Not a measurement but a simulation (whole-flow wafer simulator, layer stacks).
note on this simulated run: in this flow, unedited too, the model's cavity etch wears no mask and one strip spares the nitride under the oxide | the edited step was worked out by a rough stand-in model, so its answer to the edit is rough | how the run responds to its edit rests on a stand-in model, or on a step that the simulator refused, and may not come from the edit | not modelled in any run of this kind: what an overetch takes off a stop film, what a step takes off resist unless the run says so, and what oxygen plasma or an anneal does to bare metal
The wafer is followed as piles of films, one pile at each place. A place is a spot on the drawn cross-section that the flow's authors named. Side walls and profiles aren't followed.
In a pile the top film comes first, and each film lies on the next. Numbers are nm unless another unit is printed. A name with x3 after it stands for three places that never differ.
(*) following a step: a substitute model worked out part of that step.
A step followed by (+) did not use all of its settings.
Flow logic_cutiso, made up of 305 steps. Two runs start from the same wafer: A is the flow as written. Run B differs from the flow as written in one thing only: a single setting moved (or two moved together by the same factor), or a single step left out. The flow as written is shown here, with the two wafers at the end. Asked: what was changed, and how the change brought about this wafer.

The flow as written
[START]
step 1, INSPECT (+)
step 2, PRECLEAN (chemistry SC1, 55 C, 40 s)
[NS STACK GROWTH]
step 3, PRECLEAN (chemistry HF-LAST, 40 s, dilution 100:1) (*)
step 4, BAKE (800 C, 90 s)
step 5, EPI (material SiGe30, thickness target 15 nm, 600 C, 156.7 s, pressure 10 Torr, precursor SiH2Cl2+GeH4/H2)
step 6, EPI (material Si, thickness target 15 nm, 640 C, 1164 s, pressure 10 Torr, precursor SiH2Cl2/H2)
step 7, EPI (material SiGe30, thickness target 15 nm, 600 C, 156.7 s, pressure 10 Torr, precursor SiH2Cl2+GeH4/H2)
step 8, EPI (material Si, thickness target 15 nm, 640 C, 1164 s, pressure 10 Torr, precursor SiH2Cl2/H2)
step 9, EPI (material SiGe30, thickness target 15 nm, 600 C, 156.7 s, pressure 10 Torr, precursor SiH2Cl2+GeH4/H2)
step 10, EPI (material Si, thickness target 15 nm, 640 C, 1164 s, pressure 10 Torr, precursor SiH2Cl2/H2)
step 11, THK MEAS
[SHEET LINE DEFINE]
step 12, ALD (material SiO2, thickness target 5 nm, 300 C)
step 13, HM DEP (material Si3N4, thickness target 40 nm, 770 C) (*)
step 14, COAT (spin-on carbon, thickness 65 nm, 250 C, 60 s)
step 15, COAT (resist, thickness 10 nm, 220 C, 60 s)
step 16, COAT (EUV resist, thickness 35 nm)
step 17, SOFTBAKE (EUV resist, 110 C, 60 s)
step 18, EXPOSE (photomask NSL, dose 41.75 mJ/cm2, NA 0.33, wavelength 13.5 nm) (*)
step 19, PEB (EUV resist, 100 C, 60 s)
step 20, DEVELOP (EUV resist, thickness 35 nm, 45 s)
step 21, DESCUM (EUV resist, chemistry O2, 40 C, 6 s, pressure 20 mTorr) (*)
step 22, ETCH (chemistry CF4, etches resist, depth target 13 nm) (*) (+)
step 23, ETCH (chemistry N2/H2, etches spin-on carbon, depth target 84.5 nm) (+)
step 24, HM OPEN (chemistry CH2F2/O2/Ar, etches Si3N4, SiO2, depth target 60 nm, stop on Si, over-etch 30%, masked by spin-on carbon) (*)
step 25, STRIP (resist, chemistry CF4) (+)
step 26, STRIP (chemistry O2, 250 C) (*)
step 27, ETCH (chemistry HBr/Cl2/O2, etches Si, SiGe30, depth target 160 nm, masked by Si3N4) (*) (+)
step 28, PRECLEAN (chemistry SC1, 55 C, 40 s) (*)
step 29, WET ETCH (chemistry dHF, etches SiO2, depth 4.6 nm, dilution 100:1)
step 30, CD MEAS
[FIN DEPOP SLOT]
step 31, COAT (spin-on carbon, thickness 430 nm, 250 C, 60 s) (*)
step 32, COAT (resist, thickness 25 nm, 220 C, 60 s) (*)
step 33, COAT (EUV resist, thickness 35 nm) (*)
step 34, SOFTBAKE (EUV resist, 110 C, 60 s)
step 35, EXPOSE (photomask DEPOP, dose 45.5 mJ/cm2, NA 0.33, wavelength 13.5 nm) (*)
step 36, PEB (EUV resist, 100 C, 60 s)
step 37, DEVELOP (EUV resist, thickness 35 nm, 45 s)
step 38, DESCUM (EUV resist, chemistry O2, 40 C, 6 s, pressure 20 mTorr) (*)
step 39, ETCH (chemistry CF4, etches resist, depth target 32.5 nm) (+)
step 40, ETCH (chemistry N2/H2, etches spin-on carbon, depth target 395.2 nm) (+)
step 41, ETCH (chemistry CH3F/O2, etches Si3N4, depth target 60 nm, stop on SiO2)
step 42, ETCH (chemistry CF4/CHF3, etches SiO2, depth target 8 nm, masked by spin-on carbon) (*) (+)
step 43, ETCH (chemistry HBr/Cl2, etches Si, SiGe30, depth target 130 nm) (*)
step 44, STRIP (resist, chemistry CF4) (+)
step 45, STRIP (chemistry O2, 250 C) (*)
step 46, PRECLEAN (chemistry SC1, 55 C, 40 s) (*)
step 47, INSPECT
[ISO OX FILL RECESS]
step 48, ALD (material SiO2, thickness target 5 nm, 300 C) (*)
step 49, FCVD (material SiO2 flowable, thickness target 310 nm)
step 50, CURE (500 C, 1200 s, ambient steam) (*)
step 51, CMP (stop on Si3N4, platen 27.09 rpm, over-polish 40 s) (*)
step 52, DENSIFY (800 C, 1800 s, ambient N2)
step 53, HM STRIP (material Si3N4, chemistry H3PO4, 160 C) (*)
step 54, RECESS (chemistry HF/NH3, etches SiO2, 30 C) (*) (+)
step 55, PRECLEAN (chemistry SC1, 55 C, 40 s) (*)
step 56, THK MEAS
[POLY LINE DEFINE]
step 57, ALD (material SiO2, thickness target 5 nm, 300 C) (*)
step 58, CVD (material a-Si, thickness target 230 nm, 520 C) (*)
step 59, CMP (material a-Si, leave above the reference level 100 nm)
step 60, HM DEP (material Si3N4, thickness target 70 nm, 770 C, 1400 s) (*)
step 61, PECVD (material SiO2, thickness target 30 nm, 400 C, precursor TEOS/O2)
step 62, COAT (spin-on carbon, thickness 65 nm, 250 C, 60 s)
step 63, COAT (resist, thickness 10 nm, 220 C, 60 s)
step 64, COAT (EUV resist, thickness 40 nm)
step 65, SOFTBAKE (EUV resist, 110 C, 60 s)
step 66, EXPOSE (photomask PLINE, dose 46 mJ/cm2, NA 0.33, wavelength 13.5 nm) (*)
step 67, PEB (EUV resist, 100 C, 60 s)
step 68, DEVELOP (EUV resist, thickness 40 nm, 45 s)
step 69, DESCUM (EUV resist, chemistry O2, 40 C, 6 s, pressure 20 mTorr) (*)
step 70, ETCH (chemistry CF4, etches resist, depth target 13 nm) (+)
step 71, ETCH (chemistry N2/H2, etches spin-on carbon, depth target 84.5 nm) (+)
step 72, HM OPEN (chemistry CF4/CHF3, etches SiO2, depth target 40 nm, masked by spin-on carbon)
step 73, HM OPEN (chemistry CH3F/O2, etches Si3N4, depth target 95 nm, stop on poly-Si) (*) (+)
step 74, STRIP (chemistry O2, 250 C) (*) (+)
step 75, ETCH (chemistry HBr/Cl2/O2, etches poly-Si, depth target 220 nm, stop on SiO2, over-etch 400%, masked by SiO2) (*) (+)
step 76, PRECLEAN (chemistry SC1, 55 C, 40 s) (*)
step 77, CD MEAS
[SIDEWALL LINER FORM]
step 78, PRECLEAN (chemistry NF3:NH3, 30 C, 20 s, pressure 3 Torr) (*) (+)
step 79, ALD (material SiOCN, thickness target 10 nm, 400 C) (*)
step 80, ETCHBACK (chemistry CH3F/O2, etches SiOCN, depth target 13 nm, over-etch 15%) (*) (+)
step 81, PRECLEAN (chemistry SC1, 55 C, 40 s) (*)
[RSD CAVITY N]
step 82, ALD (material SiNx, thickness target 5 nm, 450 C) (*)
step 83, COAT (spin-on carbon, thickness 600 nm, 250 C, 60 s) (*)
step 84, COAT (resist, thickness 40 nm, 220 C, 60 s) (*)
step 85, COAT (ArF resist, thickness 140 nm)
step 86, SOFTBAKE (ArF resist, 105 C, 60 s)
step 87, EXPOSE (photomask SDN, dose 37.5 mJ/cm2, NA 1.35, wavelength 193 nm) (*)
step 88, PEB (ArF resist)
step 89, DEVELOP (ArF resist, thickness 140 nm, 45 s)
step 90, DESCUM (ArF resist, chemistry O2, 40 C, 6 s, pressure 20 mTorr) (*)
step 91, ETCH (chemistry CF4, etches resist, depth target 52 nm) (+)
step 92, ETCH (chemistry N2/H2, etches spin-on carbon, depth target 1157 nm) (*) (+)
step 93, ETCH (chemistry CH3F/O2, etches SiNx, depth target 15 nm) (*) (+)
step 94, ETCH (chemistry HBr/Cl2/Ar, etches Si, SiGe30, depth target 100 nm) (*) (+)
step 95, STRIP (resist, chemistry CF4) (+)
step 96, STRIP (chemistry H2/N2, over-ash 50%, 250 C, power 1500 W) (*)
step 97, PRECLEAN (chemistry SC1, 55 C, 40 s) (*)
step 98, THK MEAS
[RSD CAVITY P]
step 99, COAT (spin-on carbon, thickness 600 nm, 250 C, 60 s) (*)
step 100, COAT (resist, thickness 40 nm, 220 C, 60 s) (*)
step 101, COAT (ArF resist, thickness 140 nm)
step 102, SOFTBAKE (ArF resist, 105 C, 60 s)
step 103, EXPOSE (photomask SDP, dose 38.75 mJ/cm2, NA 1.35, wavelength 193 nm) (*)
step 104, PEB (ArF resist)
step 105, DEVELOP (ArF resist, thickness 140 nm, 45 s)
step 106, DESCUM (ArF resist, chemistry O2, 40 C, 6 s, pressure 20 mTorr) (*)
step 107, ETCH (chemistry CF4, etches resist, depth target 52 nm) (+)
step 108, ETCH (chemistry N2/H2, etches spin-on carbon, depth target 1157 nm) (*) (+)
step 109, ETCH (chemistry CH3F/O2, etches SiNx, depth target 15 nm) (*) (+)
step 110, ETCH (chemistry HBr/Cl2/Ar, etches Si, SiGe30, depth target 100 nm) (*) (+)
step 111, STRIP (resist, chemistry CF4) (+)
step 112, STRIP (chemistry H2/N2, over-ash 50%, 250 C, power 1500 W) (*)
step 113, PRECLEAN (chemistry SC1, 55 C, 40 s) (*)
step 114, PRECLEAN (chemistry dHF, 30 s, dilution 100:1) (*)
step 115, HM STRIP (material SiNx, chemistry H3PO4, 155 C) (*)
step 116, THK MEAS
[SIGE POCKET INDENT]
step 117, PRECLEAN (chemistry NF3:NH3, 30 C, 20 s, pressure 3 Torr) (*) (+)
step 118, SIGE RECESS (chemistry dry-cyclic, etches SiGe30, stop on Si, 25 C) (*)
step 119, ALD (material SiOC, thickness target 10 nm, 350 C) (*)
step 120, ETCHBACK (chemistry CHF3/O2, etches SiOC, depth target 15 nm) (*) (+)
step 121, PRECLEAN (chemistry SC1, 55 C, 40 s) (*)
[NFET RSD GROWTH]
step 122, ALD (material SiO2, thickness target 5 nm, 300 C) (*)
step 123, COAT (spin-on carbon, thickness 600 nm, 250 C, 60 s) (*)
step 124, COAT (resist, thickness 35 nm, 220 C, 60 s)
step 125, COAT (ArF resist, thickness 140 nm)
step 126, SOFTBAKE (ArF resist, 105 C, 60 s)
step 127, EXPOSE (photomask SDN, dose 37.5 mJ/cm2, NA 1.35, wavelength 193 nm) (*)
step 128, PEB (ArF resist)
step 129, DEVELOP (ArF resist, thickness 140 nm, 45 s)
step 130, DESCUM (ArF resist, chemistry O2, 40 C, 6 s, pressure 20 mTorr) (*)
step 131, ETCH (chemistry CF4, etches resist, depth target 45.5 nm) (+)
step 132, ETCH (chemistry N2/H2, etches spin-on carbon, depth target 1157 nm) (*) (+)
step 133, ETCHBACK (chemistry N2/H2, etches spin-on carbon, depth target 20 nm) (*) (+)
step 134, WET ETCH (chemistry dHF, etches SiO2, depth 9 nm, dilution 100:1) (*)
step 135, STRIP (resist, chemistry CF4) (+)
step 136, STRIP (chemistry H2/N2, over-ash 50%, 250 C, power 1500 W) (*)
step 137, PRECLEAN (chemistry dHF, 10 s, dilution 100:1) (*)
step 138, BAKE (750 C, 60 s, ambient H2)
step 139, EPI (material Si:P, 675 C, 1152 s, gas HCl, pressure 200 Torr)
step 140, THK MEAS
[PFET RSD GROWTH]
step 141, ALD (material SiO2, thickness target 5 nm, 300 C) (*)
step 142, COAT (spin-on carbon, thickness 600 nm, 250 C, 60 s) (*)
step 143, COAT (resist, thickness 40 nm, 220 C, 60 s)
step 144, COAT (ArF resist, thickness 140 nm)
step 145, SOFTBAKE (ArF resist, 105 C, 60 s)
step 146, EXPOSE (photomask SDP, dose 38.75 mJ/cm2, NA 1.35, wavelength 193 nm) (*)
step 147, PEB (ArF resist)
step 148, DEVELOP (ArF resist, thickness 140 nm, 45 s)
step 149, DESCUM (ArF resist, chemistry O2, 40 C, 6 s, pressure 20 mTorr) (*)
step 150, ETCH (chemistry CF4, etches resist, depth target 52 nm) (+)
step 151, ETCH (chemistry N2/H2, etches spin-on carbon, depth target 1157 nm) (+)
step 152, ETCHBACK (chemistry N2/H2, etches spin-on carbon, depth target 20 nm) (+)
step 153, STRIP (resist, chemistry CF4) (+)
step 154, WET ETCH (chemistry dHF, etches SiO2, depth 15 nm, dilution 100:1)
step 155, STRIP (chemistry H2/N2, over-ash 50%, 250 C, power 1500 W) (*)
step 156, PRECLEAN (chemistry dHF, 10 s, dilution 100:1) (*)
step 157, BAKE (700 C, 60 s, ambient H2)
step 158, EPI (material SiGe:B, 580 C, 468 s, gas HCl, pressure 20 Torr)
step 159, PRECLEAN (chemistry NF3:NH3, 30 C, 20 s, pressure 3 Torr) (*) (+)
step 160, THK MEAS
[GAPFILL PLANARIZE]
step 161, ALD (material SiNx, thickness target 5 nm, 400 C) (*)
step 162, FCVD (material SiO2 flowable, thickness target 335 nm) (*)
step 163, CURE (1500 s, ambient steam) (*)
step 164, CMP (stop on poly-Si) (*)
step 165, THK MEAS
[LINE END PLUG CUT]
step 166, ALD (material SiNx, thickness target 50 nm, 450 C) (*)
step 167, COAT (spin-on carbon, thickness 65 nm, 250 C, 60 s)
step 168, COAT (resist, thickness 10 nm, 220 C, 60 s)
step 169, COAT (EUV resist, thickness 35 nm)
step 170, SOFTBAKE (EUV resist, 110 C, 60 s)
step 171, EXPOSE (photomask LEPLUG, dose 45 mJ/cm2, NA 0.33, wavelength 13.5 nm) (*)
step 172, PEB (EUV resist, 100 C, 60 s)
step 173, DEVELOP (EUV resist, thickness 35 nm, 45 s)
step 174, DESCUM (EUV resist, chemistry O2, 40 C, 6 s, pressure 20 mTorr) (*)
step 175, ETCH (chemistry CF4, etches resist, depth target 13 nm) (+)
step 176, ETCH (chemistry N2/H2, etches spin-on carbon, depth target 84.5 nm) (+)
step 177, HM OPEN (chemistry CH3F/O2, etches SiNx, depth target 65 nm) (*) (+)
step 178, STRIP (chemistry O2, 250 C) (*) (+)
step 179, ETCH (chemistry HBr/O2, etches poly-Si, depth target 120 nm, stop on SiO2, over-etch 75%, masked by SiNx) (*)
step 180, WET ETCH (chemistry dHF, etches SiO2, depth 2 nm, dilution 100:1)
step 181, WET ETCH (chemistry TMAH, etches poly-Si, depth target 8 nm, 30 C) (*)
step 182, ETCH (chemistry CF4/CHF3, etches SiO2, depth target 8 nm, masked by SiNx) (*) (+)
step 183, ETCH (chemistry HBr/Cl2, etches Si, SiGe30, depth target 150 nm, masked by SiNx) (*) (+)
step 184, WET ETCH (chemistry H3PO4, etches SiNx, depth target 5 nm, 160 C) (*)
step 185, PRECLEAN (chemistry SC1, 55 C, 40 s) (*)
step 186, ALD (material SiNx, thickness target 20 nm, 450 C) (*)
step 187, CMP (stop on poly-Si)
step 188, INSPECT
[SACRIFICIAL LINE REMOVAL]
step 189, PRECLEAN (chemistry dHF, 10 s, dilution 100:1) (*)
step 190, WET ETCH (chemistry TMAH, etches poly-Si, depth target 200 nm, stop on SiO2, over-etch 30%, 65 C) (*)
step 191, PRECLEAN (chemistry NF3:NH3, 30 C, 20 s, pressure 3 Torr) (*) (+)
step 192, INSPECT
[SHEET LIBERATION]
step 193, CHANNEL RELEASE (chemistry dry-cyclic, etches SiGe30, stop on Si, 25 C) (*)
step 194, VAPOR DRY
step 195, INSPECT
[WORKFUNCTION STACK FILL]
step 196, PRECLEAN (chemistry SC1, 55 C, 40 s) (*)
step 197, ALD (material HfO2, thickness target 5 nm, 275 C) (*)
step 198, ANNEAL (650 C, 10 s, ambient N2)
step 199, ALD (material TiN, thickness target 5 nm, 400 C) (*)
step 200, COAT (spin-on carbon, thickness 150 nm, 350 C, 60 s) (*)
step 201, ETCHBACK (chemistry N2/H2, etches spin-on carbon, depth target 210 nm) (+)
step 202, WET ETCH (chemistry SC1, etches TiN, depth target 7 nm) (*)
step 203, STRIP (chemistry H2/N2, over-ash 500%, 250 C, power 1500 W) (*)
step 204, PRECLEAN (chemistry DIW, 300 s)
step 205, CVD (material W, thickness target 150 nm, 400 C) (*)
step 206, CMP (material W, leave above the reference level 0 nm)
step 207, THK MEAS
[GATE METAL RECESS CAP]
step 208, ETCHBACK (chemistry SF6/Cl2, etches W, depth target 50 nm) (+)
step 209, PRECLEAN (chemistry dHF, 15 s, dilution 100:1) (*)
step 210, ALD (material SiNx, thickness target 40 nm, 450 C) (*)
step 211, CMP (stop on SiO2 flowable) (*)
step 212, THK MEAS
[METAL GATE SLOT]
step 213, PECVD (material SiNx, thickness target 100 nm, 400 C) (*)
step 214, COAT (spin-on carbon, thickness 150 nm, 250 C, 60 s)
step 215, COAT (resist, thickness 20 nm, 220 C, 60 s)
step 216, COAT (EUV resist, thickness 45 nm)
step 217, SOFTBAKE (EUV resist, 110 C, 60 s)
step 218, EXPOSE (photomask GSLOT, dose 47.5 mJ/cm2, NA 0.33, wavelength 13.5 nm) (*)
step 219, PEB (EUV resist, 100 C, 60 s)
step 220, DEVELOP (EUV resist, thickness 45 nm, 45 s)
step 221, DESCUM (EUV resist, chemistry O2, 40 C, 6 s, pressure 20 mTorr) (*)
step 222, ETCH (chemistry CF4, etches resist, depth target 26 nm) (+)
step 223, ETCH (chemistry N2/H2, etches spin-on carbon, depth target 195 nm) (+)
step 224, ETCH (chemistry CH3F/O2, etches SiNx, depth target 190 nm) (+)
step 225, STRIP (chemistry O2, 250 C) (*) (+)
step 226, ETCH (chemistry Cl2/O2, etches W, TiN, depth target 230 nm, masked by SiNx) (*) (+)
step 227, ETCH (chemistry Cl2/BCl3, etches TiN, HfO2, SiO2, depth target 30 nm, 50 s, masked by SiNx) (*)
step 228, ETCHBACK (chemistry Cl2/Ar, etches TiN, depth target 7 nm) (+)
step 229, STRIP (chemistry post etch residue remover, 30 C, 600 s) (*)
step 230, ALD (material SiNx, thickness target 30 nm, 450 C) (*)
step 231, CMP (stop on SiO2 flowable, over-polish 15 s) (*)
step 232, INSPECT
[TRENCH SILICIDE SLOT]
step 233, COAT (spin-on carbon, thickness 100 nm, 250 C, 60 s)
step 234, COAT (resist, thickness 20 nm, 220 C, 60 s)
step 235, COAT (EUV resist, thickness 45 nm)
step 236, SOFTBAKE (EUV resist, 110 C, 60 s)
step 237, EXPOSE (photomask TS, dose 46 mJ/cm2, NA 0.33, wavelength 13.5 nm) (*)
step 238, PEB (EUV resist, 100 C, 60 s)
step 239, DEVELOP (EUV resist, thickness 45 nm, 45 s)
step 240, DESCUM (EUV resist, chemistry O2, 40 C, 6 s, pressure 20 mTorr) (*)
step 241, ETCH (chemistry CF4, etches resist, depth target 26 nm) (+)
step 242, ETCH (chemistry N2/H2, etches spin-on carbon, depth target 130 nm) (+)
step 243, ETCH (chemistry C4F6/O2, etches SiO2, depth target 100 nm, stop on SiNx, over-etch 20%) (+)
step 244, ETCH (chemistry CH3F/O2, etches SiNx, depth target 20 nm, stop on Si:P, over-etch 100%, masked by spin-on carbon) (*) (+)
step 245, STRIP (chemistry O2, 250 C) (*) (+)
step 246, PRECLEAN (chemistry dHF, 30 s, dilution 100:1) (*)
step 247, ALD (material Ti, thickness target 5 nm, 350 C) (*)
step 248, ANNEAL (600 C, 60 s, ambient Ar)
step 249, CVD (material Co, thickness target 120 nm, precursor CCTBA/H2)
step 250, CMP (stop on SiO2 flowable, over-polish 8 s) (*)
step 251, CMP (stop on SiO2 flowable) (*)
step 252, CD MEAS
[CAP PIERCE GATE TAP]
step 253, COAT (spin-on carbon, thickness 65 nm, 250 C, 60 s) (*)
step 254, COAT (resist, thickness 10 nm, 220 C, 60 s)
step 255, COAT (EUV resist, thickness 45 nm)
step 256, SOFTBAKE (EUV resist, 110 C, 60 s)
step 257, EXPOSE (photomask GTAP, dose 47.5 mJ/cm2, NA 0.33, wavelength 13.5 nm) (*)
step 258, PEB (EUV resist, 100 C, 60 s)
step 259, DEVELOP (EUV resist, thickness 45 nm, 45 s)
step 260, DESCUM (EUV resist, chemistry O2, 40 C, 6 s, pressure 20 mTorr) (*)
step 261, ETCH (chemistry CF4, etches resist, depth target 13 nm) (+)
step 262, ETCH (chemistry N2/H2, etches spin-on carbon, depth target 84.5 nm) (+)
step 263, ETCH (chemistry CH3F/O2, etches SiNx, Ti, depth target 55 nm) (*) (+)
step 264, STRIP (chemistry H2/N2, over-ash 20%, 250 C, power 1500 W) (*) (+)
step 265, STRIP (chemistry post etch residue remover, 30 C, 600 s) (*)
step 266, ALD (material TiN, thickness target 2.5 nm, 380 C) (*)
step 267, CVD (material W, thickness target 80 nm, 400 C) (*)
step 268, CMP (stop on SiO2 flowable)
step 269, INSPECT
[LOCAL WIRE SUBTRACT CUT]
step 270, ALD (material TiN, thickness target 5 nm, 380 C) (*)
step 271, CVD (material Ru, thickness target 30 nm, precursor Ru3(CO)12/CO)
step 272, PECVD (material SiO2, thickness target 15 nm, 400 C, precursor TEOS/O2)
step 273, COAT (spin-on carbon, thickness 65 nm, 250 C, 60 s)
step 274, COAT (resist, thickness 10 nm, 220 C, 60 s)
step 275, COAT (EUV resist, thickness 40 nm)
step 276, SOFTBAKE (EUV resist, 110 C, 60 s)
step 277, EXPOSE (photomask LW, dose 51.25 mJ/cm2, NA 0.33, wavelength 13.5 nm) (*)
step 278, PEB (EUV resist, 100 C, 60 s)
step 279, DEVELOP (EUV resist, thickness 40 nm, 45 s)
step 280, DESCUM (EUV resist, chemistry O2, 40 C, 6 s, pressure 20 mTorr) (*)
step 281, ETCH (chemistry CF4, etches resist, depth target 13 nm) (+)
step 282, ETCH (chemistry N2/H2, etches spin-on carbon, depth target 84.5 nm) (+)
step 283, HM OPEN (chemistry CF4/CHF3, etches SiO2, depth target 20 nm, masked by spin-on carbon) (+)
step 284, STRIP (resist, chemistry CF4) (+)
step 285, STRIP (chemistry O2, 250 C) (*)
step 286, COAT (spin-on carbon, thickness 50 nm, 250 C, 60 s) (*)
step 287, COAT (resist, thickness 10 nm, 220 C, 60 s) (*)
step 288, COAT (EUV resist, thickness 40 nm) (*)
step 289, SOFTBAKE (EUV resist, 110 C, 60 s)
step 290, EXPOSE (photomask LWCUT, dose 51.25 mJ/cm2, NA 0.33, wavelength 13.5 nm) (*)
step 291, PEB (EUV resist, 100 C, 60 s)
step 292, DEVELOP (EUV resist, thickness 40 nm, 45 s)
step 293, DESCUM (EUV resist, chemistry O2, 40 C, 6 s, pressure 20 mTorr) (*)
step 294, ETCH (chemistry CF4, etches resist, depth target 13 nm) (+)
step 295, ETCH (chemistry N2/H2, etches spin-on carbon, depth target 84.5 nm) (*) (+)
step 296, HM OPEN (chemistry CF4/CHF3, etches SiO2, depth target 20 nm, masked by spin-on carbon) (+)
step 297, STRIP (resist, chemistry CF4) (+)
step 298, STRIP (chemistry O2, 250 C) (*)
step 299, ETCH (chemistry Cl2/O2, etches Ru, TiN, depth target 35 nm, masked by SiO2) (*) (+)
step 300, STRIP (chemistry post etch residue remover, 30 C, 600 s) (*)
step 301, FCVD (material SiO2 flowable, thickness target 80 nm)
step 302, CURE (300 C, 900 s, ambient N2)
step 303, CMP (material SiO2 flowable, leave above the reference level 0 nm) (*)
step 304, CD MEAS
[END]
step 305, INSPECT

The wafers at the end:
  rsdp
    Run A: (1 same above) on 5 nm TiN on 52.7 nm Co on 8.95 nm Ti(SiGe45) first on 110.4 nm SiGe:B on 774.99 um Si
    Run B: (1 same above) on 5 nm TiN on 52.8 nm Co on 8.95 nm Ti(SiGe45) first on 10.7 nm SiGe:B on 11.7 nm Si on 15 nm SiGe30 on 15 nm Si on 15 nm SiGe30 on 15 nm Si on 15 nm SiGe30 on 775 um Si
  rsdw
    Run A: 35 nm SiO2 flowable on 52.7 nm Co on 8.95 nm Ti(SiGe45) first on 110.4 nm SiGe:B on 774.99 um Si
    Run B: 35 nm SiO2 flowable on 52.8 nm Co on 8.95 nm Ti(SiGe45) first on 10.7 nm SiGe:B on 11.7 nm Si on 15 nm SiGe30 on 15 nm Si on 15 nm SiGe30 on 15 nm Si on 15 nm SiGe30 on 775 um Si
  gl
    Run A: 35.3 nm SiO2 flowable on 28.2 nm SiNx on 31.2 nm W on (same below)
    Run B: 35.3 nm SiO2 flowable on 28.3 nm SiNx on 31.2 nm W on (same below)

The reason: step 108, ETCH: depth target 520.6 nm was run, whereas the flow has depth target 1157 nm.

The path from the change to this, step by step:
  step 108, ETCH (chemistry N2/H2, etches spin-on carbon, depth target 1157 nm) (*) (+)
      rsdp, rsdw: A -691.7 spin-on carbon (all of it), -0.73 SiNx | B -520.6 spin-on carbon
      depop, dpovl, gfld and 14 more: A -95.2 ArF resist (all of it), -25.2 resist | B -95.2 ArF resist (all of it), -16.6 resist
      (as well as at 3 more places)
  step 109, ETCH (chemistry CH3F/O2, etches SiNx, depth target 15 nm) (*) (+)
      rsdp, rsdw: A -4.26 SiNx (all of it) | B -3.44 spin-on carbon
      depop, dpovl, gfld and 14 more: A -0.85 resist | B -1.44 resist
      (as well as at 3 more places)
  step 110, ETCH (chemistry HBr/Cl2/Ar, etches Si, SiGe30, depth target 100 nm) (*) (+)
      rsdp, rsdw: A -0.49 chemical SiO2 (all of it), -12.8 Si (all of it), -15 SiGe30 (all of it), -15 Si (all of it), -15 SiGe30 (all of it), -15 Si (all of it), -15 SiGe30 (all of it), -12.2 Si | B nothing
  step 111, STRIP (resist, chemistry CF4) (+)
      glp, gxp: A nothing | B -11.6 SiO2 (all of it)
      lnrp: A nothing | B -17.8 SiOCN
      (as well as at 17 more places)
  step 112, STRIP (chemistry H2/N2, over-ash 50%, 250 C, power 1500 W) (*)
      rsdp, rsdw: A nothing | B -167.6 spin-on carbon (all of it)
  step 114, PRECLEAN (chemistry dHF, 30 s, dilution 100:1) (*)
      glp, gxp: A -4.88 SiO2 | B -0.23 Si3N4
      rsdp, rsdw: A -0.49 chemical SiO2 (all of it) | B -1 SiNx
  step 115, HM STRIP (material SiNx, chemistry H3PO4, 155 C) (*)
      glp, gxp: A -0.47 SiO2 | B -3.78 Si3N4
      rsdp, rsdw: A +0.5 chemical SiO2 (new film), -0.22 Si | B -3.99 SiNx (all of it), +0.01 chemical SiO2
  step 117, PRECLEAN (chemistry NF3:NH3, 30 C, 20 s, pressure 3 Torr) (*) (+)
      glp, gxp: A -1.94 SiO2 | B -0.2 Si3N4
  step 119, ALD (material SiOC, thickness target 10 nm, 350 C) (*)
      gxp: A +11 SiOC (new film) | B +10 SiOC (new film)
  step 120, ETCHBACK (chemistry CHF3/O2, etches SiOC, depth target 15 nm) (*) (+)
      rsdp, rsdw: A -10 SiOC (all of it) | B -10 SiOC (all of it), -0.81 Si
      glp: A -10 SiOC (all of it), -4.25 SiO2 (all of it), -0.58 Si3N4 | B -10 SiOC (all of it), -3.85 Si3N4
      (as well as at 1 more place)
  step 122, ALD (material SiO2, thickness target 5 nm, 300 C) (*)
      gxp: A +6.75 SiO2 (new film) | B +5 SiO2 (new film)
  step 123, COAT (spin-on carbon, thickness 600 nm, 250 C, 60 s) (*)
      rsdp, rsdw: A +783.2 spin-on carbon (new film) | B +693.7 spin-on carbon (new film)
      glp: A +507 spin-on carbon (new film) | B +524.8 spin-on carbon (new film)
      (as well as at 2 more places)
  step 135, STRIP (resist, chemistry CF4) (+)
      gl: A -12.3 Si3N4 | B -11.7 Si3N4
  step 136, STRIP (chemistry H2/N2, over-ash 50%, 250 C, power 1500 W) (*)
      rsdp, rsdw: A -783.2 spin-on carbon (all of it) | B -693.7 spin-on carbon (all of it)
      glp: A -507 spin-on carbon (all of it) | B -524.8 spin-on carbon (all of it)
      (as well as at 2 more places)
  step 142, COAT (spin-on carbon, thickness 600 nm, 250 C, 60 s) (*)
      glp: A +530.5 spin-on carbon (new film) | B +545.1 spin-on carbon (new film)
      gxp: A +528.2 spin-on carbon (new film) | B +545.1 spin-on carbon (new film)
      (as well as at 3 more places)
  step 151, ETCH (chemistry N2/H2, etches spin-on carbon, depth target 1157 nm) (+)
      rsdp, rsdw: A -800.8 spin-on carbon (all of it) | B -707.9 spin-on carbon (all of it), -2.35 SiO2
      glp: A -524.5 spin-on carbon (all of it), -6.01 SiO2 | B -539.1 spin-on carbon (all of it), -6.02 SiO2
      (as well as at 2 more places)
  ... another 4 steps ...
  step 164, CMP (stop on poly-Si) (*)
      glp: A -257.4 SiO2 flowable (all of it), -5 SiNx (all of it), -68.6 Si3N4 (all of it) | B -263.5 SiO2 flowable (all of it), -5 SiNx (all of it), -60.9 Si3N4 (all of it)
      gxp: A -256.8 SiO2 flowable (all of it), -5 SiNx (all of it), -69.2 Si3N4 (all of it) | B -263.4 SiO2 flowable (all of it), -5 SiNx (all of it), -60.9 Si3N4 (all of it)
      (as well as at 1 more place)
